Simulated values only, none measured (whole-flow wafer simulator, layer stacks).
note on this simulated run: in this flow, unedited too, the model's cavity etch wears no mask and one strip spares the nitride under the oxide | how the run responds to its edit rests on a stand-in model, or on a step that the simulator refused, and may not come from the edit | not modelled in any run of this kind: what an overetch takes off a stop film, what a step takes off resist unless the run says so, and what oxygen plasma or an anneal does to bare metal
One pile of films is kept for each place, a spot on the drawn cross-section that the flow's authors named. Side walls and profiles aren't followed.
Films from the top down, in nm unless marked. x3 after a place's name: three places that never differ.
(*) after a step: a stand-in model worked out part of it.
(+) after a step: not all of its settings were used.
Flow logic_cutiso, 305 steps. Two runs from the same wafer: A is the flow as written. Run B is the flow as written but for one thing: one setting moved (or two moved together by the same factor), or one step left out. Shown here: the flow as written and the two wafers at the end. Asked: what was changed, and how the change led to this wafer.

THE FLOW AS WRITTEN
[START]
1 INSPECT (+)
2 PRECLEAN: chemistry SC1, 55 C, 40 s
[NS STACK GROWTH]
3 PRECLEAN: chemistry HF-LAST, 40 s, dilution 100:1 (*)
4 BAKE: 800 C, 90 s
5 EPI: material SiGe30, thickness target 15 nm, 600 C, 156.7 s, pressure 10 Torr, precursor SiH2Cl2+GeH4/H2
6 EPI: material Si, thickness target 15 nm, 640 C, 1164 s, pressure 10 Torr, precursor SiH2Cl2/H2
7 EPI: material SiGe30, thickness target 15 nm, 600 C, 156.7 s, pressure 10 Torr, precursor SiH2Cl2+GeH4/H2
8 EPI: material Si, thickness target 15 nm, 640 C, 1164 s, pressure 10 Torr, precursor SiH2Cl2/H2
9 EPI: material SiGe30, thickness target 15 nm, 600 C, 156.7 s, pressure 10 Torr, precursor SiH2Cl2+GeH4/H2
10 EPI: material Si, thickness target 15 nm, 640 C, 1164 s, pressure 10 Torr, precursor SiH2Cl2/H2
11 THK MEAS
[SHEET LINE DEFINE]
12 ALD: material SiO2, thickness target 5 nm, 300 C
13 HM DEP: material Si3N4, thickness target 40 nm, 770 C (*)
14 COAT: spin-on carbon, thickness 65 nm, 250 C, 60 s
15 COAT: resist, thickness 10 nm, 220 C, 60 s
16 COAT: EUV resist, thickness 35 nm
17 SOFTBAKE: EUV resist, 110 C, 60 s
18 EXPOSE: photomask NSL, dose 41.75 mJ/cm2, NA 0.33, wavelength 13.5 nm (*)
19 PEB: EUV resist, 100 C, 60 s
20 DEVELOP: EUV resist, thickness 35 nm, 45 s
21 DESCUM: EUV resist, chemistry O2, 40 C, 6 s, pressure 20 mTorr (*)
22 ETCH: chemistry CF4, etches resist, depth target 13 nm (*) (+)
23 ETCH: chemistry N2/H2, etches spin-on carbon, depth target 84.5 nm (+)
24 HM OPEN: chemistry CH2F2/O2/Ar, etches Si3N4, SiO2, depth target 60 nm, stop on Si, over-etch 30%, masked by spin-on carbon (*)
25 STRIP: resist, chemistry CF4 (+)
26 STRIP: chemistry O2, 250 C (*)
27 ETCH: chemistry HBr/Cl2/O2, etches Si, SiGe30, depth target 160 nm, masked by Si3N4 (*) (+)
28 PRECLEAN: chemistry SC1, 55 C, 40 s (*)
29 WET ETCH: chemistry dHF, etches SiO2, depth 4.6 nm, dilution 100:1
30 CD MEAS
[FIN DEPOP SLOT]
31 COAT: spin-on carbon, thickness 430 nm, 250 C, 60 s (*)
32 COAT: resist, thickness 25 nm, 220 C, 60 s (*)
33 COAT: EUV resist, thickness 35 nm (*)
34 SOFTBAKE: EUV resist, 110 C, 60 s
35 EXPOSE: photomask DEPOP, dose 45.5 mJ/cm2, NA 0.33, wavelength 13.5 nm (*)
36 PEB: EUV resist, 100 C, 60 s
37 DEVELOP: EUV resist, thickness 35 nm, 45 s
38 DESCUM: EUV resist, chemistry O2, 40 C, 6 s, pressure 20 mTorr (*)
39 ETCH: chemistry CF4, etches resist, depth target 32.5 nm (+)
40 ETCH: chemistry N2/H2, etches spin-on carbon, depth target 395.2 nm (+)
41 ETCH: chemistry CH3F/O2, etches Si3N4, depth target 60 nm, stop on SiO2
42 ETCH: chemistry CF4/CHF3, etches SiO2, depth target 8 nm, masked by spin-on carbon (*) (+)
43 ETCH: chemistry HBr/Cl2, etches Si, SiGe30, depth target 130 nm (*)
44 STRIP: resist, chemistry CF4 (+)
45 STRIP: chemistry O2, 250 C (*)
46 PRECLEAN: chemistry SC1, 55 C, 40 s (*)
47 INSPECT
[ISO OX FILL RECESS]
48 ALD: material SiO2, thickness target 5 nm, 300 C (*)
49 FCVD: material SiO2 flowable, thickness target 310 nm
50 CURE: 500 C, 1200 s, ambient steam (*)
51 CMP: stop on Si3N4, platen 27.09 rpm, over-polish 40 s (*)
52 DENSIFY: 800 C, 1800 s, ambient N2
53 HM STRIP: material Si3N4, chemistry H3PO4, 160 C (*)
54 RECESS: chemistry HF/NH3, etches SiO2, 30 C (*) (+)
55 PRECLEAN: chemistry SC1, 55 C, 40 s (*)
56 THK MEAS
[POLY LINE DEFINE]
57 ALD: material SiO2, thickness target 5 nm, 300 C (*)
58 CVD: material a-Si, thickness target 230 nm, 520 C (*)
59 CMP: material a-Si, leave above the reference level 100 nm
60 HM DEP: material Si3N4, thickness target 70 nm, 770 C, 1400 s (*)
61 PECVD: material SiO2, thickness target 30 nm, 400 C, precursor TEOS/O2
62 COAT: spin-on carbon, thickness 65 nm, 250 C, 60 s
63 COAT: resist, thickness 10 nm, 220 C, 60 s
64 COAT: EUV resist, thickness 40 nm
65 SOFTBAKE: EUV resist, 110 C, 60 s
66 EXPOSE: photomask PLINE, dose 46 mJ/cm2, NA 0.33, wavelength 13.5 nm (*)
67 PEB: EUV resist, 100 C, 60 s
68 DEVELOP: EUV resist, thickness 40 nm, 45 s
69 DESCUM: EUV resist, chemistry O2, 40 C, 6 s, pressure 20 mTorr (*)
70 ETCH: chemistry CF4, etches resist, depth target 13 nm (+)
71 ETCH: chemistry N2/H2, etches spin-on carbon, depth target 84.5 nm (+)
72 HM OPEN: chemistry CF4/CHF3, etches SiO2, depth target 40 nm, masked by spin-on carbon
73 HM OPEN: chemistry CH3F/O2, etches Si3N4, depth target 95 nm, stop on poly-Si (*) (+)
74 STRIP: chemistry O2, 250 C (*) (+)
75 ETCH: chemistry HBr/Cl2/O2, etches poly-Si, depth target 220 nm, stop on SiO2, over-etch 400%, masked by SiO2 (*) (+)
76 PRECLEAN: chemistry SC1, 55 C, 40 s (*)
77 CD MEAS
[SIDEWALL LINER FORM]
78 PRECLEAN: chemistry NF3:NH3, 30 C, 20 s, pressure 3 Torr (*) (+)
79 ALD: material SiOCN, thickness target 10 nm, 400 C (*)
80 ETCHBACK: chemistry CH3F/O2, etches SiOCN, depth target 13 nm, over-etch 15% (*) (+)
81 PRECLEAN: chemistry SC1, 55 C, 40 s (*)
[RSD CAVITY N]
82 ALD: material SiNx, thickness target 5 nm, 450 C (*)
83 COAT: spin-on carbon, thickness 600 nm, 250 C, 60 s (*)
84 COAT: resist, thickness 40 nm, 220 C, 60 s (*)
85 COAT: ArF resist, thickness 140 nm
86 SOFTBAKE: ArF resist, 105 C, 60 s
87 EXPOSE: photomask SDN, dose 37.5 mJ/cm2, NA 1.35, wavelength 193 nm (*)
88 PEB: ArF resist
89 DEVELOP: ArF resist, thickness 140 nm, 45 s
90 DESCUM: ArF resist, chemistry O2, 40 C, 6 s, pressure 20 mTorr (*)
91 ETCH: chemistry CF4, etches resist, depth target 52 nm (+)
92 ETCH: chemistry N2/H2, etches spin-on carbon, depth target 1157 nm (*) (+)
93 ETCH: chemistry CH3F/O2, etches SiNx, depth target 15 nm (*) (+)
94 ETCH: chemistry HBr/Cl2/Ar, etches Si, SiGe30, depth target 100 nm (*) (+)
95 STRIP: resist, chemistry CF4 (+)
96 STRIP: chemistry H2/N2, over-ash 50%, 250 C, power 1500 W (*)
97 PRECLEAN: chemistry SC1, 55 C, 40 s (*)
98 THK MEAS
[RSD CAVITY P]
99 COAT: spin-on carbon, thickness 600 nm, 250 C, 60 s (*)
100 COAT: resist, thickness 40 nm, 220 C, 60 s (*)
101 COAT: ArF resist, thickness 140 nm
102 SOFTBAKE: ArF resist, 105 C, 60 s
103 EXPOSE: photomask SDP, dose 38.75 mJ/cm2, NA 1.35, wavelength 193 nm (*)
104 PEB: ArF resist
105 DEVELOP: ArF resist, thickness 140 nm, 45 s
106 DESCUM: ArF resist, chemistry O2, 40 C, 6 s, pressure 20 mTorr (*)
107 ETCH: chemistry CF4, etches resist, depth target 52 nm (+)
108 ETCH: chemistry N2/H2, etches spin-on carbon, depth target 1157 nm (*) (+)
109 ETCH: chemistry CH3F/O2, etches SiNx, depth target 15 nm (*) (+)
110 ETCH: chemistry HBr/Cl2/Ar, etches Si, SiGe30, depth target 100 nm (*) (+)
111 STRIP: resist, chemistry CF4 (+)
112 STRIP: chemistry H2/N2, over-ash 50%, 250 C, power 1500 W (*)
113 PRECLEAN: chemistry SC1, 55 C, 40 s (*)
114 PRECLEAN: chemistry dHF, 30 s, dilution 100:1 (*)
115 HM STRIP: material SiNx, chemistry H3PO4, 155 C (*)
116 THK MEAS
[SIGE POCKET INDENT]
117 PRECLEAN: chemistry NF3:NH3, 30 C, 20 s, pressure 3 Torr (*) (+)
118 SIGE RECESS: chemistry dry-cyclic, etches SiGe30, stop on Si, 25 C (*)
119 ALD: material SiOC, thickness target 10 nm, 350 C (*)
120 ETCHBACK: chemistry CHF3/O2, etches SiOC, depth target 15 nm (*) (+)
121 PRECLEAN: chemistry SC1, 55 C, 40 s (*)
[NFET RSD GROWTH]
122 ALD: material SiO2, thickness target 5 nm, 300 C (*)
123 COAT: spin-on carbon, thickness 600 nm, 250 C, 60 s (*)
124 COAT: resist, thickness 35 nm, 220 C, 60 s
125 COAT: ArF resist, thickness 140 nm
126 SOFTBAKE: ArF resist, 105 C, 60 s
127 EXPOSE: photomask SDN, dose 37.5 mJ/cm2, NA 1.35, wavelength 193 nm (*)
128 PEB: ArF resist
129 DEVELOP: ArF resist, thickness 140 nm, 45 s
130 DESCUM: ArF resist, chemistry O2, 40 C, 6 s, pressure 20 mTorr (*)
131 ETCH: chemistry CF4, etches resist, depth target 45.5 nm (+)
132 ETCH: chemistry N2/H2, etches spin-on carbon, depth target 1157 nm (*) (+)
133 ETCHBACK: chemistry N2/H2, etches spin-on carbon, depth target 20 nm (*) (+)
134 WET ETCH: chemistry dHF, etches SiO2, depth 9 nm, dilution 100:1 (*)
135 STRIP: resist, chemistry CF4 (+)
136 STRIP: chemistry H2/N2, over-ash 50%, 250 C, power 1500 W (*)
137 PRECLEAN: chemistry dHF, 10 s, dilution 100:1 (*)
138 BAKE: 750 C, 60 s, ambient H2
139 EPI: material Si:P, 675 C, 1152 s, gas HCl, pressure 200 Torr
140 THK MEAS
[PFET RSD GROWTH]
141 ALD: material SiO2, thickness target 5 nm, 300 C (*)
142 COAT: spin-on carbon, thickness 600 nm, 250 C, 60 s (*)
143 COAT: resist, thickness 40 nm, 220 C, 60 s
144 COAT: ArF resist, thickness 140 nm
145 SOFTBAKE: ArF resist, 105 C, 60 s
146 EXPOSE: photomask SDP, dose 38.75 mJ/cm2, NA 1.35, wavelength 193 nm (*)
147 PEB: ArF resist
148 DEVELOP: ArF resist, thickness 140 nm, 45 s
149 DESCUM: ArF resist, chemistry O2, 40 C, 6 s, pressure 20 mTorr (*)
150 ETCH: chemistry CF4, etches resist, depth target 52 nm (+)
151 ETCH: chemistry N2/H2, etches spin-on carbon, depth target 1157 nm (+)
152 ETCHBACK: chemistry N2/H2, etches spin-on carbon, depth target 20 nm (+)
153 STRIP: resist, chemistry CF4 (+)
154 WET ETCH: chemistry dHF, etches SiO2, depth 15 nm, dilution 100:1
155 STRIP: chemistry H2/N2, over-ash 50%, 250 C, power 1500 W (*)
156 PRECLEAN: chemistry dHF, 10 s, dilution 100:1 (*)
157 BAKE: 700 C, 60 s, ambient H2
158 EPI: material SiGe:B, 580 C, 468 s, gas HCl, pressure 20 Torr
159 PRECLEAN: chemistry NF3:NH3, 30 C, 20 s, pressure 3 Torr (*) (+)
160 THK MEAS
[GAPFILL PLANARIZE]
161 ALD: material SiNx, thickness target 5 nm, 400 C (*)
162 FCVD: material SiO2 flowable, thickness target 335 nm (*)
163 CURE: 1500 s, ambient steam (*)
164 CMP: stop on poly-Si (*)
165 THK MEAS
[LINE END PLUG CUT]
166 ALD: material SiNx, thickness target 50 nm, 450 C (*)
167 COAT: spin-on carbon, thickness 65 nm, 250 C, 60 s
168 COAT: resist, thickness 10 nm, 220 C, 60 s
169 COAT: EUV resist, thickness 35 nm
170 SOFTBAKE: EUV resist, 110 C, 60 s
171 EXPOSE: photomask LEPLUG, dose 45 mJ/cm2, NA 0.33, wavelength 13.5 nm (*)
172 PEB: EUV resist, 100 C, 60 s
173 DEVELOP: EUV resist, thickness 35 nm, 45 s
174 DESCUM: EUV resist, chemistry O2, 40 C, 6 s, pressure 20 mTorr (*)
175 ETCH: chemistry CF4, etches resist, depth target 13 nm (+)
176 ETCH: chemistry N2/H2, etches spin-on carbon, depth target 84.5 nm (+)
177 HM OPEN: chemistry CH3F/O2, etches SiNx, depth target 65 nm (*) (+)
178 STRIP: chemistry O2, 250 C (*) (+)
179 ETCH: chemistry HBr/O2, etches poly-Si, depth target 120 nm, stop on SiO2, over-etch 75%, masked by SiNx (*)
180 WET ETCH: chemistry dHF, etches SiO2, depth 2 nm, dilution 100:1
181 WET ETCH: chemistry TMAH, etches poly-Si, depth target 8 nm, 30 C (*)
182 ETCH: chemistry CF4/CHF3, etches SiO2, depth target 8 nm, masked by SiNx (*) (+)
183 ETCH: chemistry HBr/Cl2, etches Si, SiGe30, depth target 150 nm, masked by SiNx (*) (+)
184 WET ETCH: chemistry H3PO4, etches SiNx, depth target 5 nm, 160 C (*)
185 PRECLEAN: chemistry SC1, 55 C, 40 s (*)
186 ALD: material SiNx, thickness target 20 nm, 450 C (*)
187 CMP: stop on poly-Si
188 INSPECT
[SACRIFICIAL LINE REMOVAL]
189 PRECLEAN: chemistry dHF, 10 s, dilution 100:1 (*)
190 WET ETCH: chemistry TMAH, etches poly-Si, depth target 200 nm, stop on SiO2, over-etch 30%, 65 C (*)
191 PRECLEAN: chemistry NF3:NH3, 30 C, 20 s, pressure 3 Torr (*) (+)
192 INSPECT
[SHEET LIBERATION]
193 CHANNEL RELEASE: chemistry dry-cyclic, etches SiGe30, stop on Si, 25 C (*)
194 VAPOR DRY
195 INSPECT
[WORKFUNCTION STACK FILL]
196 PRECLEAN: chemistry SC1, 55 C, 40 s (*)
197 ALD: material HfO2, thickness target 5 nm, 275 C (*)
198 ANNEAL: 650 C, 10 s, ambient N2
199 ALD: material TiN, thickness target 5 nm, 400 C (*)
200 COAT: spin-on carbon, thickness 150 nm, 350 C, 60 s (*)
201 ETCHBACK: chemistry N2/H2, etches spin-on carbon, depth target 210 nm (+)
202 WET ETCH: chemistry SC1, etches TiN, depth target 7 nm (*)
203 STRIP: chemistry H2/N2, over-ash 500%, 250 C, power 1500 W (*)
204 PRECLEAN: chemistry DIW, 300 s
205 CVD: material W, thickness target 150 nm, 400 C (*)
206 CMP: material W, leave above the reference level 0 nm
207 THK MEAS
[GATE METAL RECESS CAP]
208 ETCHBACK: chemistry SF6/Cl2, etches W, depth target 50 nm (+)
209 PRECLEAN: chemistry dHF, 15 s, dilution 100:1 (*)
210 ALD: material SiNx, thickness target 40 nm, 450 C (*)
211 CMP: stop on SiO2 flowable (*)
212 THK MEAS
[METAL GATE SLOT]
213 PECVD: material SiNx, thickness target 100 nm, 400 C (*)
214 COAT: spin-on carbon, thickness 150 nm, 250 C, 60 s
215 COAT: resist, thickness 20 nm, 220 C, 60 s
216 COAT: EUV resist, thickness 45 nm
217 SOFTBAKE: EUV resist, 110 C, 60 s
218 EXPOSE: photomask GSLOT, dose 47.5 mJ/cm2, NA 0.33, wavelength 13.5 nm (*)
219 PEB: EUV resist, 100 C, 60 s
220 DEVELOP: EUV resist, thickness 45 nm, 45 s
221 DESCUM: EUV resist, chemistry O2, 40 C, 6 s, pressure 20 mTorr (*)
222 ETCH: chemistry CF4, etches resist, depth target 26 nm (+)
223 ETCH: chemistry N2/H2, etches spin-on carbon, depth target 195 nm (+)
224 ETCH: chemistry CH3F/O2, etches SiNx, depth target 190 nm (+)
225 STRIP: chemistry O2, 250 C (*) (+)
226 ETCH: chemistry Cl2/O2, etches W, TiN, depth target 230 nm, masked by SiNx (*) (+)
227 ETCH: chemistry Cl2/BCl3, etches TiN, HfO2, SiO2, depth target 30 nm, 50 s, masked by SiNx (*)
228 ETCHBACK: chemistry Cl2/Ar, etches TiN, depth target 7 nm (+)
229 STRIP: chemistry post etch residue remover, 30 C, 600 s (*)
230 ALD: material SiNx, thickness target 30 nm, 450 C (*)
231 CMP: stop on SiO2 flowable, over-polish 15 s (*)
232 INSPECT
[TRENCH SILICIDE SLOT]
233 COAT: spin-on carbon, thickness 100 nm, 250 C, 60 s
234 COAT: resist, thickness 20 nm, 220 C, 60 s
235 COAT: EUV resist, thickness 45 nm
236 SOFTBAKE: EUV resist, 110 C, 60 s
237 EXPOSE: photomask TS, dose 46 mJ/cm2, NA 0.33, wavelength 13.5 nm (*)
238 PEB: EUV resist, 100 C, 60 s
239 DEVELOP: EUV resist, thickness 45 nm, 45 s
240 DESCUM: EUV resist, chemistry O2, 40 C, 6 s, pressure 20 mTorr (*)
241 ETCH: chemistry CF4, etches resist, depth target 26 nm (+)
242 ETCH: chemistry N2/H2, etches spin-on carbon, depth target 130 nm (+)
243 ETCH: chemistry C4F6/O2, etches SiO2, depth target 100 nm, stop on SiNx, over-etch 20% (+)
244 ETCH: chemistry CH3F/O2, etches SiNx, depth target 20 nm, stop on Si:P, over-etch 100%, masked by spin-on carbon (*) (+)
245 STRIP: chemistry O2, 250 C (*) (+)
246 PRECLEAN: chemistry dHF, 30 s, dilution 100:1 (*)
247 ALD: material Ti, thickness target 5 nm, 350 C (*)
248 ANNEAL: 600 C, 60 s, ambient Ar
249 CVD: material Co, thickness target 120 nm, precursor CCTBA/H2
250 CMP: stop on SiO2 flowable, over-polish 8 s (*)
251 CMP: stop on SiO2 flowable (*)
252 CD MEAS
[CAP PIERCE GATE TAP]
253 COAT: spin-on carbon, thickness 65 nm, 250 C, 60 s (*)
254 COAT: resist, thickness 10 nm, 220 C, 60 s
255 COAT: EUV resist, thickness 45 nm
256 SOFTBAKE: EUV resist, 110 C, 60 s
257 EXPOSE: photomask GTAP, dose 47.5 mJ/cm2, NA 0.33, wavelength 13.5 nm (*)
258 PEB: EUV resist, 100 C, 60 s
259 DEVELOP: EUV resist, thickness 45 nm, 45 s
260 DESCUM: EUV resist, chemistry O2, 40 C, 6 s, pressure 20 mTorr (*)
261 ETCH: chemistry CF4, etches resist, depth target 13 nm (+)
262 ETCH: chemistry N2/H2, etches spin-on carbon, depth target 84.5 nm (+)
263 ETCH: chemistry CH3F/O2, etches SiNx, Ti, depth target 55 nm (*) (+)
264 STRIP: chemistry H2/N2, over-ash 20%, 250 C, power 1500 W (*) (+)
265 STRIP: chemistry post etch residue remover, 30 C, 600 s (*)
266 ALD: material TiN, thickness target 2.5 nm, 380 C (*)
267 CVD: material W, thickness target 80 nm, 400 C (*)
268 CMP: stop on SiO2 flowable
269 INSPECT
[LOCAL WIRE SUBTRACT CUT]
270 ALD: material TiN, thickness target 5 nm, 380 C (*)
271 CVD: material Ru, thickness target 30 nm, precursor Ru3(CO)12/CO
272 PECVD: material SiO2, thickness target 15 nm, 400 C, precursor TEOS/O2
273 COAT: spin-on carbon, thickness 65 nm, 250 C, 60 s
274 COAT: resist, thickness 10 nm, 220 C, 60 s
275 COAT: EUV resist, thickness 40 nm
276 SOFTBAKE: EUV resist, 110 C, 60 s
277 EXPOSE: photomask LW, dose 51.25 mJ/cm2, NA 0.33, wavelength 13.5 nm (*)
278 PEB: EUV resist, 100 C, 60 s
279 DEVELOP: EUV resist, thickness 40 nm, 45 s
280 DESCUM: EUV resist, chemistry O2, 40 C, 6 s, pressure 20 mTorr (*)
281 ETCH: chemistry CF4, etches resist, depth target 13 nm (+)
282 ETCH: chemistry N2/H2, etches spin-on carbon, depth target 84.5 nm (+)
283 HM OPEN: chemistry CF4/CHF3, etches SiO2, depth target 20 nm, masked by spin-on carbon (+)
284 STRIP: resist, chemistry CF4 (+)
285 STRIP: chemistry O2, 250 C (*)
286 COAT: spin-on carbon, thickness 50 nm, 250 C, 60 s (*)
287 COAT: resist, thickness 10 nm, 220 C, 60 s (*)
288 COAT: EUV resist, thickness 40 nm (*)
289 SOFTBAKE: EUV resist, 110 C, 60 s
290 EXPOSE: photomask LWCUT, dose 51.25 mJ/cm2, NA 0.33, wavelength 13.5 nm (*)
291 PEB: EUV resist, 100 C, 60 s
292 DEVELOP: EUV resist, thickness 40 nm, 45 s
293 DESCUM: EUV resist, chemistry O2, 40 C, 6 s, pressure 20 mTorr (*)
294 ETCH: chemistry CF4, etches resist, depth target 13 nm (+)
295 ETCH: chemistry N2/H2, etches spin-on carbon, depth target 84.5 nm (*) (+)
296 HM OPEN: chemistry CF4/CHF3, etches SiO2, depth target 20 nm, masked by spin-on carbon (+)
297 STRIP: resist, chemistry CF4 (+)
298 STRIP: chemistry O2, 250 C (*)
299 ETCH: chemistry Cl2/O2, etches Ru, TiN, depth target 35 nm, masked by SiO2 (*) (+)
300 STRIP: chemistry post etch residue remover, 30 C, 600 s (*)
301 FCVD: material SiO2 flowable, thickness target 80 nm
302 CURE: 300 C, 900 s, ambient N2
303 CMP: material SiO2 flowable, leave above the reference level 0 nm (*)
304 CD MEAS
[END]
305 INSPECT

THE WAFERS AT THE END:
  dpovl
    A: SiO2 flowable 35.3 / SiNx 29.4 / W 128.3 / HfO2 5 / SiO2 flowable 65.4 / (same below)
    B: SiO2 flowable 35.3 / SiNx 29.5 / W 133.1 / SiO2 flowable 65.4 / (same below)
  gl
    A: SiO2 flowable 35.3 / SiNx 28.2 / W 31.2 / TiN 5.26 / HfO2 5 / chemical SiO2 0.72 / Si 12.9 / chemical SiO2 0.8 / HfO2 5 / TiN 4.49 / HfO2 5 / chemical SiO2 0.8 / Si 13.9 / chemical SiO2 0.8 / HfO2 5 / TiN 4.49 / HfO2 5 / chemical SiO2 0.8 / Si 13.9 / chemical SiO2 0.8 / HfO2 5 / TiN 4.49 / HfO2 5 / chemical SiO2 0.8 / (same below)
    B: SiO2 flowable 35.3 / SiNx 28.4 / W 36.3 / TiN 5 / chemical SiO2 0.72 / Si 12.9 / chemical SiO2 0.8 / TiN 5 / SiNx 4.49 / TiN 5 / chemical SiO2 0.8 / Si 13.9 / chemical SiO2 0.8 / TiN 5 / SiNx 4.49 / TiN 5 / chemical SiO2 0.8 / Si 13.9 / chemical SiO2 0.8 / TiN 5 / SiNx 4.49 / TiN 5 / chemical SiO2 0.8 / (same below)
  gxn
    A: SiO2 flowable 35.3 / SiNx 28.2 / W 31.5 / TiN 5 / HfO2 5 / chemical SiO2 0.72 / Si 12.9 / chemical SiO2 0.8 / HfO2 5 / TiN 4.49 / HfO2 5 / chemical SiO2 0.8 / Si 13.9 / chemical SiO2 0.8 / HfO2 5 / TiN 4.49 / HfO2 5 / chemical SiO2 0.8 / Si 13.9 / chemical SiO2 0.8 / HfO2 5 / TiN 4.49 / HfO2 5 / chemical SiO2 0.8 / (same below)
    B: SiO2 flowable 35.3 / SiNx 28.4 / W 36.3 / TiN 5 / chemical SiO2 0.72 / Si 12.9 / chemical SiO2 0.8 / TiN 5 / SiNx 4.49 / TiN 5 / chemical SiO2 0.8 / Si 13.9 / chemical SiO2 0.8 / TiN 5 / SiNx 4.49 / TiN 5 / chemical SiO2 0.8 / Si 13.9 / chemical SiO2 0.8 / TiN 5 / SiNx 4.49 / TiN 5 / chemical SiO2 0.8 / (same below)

The cause: step 197, ALD: material HfO2, thickness target 5 nm, 275 C (*), was left out.

How the change led to this, step by step:
  198 ANNEAL: 650 C, 10 s, ambient N2
      iso: A nothing | B SiO2 flowable -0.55
  199 ALD: material TiN, thickness target 5 nm, 400 C (*)
      gl, glp, tap: A TiN +5.26 (new film), TiN +4.49 (new film), cavity -4.49 (all of it), TiN +4.49 (new film), cavity -4.49 (all of it), TiN +4.49 (new film), cavity -4.49 (all of it) | B TiN +5 (new film), TiN +5 (new film), cavity -10, TiN +5 (new film), TiN +5 (new film), cavity -10, TiN +5 (new film), TiN +5 (new film), cavity -10, TiN +5 (new film)
      gxn, gxp, ns: A TiN +5 (new film), TiN +4.49 (new film), cavity -4.49 (all of it), TiN +4.49 (new film), cavity -4.49 (all of it), TiN +4.49 (new film), cavity -4.49 (all of it) | B TiN +5 (new film), TiN +5 (new film), cavity -10, TiN +5 (new film), TiN +5 (new film), cavity -10, TiN +5 (new film), TiN +5 (new film), cavity -10, TiN +5 (new film)
      (and at 2 more places)
  200 COAT: spin-on carbon, thickness 150 nm, 350 C, 60 s (*)
      gl, glp: A spin-on carbon +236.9 (new film) | B spin-on carbon +222 (new film)
      gxn, gxp: A spin-on carbon +236.9 (new film) | B spin-on carbon +221.4 (new film)
      (and at 18 more places)
  201 ETCHBACK: chemistry N2/H2, etches spin-on carbon, depth target 210 nm (+)
      lnr, lnrp: A spin-on carbon -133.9 (all of it) | B spin-on carbon -119.3 (all of it)
      rsdn, rsdw: A spin-on carbon -145.8 (all of it) | B spin-on carbon -131 (all of it)
      (and at 11 more places)
  202 WET ETCH: chemistry SC1, etches TiN, depth target 7 nm (*)
      ns: A TiN -5 (all of it) | B TiN -5 (all of it), TiN -5 (all of it), cavity +10, TiN -5 (all of it), TiN -5 (all of it), cavity +10, TiN -5 (all of it), TiN -5 (all of it), cavity +10, TiN -5 (all of it)
  203 STRIP: chemistry H2/N2, over-ash 500%, 250 C, power 1500 W (*)
      gl, glp: A spin-on carbon -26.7 (all of it) | B spin-on carbon -11.8 (all of it)
      gfld: A spin-on carbon -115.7 (all of it) | B spin-on carbon -102.6 (all of it)
      (and at 4 more places)
  206 CMP: material W, leave above the reference level 0 nm
      lnr, lnri, lnrp, lnrt: A W -150 (all of it), HfO2 -5 (all of it), SiOCN -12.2 | B W -150 (all of it), SiOCN -12.4
      rsdn, rsdp, rsdw, rsdx: A W -162.2 (all of it), HfO2 -5 (all of it) | B W -162.4 (all of it)
      (and at 14 more places)
  209 PRECLEAN: chemistry dHF, 15 s, dilution 100:1 (*)
      ns: A nothing | B under 3 films: chemical SiO2 -0.8 (all of it), cavity +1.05, chemical SiO2 -0.8 (all of it), chemical SiO2 -0.8 (all of it), cavity +1.05, chemical SiO2 -0.8 (all of it), chemical SiO2 -0.8 (all of it), cavity +1.05, chemical SiO2 -0.8 (all of it)
  210 ALD: material SiNx, thickness target 40 nm, 450 C (*)
      gl, glp, gxn, gxp, tap: A SiNx +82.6 (new film) | B SiNx +82.6 (new film), SiNx +4.49 (new film), cavity -4.49 (all of it), SiNx +4.49 (new film), cavity -4.49 (all of it), SiNx +4.49 (new film), cavity -4.49 (all of it)
      ns: A SiNx +40 (new film) | B SiNx +40 (new film), SiNx +15.5 (new film), cavity -15.5 (all of it), SiNx +15.5 (new film), cavity -15.5 (all of it), SiNx +15.5 (new film), cavity -15.5 (all of it)
  211 CMP: stop on SiO2 flowable (*)
      ns: A SiNx -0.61 | B nothing
  226 ETCH: chemistry Cl2/O2, etches W, TiN, depth target 230 nm, masked by SiNx (*) (+)
      gfld: A W -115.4 (all of it), TiN -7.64 (all of it), HfO2 -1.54 | B W -122.9 (all of it), TiN -5 (all of it), SiO2 flowable -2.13
      depop, dpovl, gl and 18 more: A SiNx -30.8 | B SiNx -32
  227 ETCH: chemistry Cl2/BCl3, etches TiN, HfO2, SiO2, depth target 30 nm, 50 s, masked by SiNx (*)
      gfld: A HfO2 -3.46 (all of it), SiO2 flowable -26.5 | B SiO2 flowable -30
  231 CMP: stop on SiO2 flowable, over-polish 15 s (*)
      ns: A SiNx -62.7 | B SiNx -60.4
Counting metal films that touch as one body, gl has 7 bodies (between them, from the top down: chemical SiO2 0.72 / Si 12.9 / chemical SiO2 0.8; SiNx 4.49; chemical SiO2 0.8 / Si 13.9 / chemical SiO2 0.8; SiNx 4.49; chemical SiO2 0.8 / Si 13.9 / chemical SiO2 0.8; SiNx 4.49); the flow as written gives 4 bodies (between them, from the top down: HfO2 5 / chemical SiO2 0.72 / Si 12.9 / chemical SiO2 0.8 / HfO2 5; HfO2 5 / chemical SiO2 0.8 / Si 13.9 / chemical SiO2 0.8 / HfO2 5; HfO2 5 / chemical SiO2 0.8 / Si 13.9 / chemical SiO2 0.8 / HfO2 5).
Counting metal films that touch as one body, gxn has 7 bodies (between them, from the top down: chemical SiO2 0.72 / Si 12.9 / chemical SiO2 0.8; SiNx 4.49; chemical SiO2 0.8 / Si 13.9 / chemical SiO2 0.8; SiNx 4.49; chemical SiO2 0.8 / Si 13.9 / chemical SiO2 0.8; SiNx 4.49); the flow as written gives 4 bodies (between them, from the top down: HfO2 5 / chemical SiO2 0.72 / Si 12.9 / chemical SiO2 0.8 / HfO2 5; HfO2 5 / chemical SiO2 0.8 / Si 13.9 / chemical SiO2 0.8 / HfO2 5; HfO2 5 / chemical SiO2 0.8 / Si 13.9 / chemical SiO2 0.8 / HfO2 5).
